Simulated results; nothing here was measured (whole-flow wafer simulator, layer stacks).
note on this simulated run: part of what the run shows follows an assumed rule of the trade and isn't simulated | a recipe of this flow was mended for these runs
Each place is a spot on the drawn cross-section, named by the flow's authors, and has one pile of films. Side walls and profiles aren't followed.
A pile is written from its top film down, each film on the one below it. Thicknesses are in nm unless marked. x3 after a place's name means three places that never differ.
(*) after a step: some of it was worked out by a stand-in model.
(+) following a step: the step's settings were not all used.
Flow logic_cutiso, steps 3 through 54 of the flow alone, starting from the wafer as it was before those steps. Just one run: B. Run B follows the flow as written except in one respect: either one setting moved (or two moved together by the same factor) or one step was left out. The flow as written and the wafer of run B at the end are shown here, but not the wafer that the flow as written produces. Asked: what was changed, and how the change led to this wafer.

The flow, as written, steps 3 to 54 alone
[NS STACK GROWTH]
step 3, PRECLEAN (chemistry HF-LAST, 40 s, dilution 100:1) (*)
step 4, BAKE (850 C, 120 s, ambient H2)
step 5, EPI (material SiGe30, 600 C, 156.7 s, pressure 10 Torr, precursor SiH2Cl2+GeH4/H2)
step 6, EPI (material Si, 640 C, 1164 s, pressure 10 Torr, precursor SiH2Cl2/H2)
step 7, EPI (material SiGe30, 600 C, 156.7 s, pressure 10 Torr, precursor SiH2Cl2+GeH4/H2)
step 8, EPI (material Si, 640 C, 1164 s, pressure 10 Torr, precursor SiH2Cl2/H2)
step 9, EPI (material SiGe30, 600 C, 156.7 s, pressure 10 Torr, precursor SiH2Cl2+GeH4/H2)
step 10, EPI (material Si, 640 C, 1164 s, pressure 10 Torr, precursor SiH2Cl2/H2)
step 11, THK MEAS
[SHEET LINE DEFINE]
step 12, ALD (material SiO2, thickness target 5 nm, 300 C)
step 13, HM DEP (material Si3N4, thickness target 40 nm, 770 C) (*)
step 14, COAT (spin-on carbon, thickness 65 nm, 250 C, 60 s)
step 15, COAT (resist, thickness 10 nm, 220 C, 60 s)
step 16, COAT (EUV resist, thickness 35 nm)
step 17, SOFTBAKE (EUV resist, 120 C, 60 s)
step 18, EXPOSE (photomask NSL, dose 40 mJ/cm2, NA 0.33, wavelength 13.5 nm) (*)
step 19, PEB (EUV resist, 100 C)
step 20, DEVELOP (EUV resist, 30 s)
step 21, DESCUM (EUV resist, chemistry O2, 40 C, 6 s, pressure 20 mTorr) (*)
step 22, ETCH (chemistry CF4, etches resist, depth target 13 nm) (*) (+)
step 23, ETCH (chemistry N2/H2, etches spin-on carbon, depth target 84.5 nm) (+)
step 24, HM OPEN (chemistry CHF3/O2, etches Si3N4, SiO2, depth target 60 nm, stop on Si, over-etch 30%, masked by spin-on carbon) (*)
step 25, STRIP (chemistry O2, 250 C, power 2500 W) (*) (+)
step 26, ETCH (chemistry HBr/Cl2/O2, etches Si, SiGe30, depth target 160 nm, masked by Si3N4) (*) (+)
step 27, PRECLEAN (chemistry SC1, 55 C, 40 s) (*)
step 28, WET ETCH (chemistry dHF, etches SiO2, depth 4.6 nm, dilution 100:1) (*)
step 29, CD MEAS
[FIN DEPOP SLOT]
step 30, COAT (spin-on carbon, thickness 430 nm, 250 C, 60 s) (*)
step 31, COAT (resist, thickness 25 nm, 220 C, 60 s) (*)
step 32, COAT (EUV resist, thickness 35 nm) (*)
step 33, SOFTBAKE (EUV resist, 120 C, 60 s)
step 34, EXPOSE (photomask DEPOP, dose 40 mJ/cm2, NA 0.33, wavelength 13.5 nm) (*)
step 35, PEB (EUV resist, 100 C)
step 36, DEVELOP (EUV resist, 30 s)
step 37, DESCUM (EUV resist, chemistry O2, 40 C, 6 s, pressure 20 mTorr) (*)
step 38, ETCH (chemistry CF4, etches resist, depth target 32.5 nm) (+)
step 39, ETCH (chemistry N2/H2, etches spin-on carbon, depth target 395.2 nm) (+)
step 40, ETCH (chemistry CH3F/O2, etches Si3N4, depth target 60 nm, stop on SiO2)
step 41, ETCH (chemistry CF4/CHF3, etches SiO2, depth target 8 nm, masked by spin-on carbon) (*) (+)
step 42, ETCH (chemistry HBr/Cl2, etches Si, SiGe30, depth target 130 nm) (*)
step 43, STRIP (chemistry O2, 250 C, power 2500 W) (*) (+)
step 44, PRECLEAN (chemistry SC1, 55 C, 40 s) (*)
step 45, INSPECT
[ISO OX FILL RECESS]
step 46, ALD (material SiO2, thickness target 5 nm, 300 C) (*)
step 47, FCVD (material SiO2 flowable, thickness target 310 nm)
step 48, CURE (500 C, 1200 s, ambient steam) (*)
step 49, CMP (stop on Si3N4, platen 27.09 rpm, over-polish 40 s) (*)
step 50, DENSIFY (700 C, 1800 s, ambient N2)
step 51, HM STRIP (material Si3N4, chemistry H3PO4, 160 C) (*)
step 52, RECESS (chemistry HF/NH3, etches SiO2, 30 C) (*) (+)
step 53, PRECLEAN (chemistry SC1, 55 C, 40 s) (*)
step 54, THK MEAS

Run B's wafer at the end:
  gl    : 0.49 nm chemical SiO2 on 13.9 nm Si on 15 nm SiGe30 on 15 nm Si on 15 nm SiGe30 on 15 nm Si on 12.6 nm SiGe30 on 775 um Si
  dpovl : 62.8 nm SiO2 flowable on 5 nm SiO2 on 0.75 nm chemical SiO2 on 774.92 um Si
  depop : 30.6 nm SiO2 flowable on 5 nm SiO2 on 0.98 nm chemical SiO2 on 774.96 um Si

The reason: step 5, EPI: 131.6 s was run, while the flow as written has 156.7 s.

Step by step, how the change led to this:
  step 5, EPI (material SiGe30, 600 C, 156.7 s, pressure 10 Torr, precursor SiH2Cl2+GeH4/H2)
      depop, dpovl, gfld and 19 more: SiGe30 gains 12.6 (new film) (in the flow as written it would be: SiGe30 gains 15 (new film))
  step 26, ETCH (chemistry HBr/Cl2/O2, etches Si, SiGe30, depth target 160 nm, masked by Si3N4) (*) (+)
      dpovl, gfld, gxf, iso, isow, lnri, nsgap: chemical SiO2 loses 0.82 (all of it), Si loses 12 (all of it), SiGe30 loses 15 (all of it), Si loses 15 (all of it), SiGe30 loses 15 (all of it), Si loses 15 (all of it), SiGe30 loses 12.6 (all of it), Si loses 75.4 (in the flow as written it would be: chemical SiO2 loses 0.82 (all of it), Si loses 12 (all of it), SiGe30 loses 15 (all of it), Si loses 15 (all of it), SiGe30 loses 15 (all of it), Si loses 15 (all of it), SiGe30 loses 15 (all of it), Si loses 73)
  step 42, ETCH (chemistry HBr/Cl2, etches Si, SiGe30, depth target 130 nm) (*)
      depop: Si loses 13.8 (all of it), SiGe30 loses 15 (all of it), Si loses 15 (all of it), SiGe30 loses 15 (all of it), Si loses 15 (all of it), SiGe30 loses 12.6 (all of it), Si loses 43.6 (in the flow as written it would be: Si loses 13.8 (all of it), SiGe30 loses 15 (all of it), Si loses 15 (all of it), SiGe30 loses 15 (all of it), Si loses 15 (all of it), SiGe30 loses 15 (all of it), Si loses 41.2)
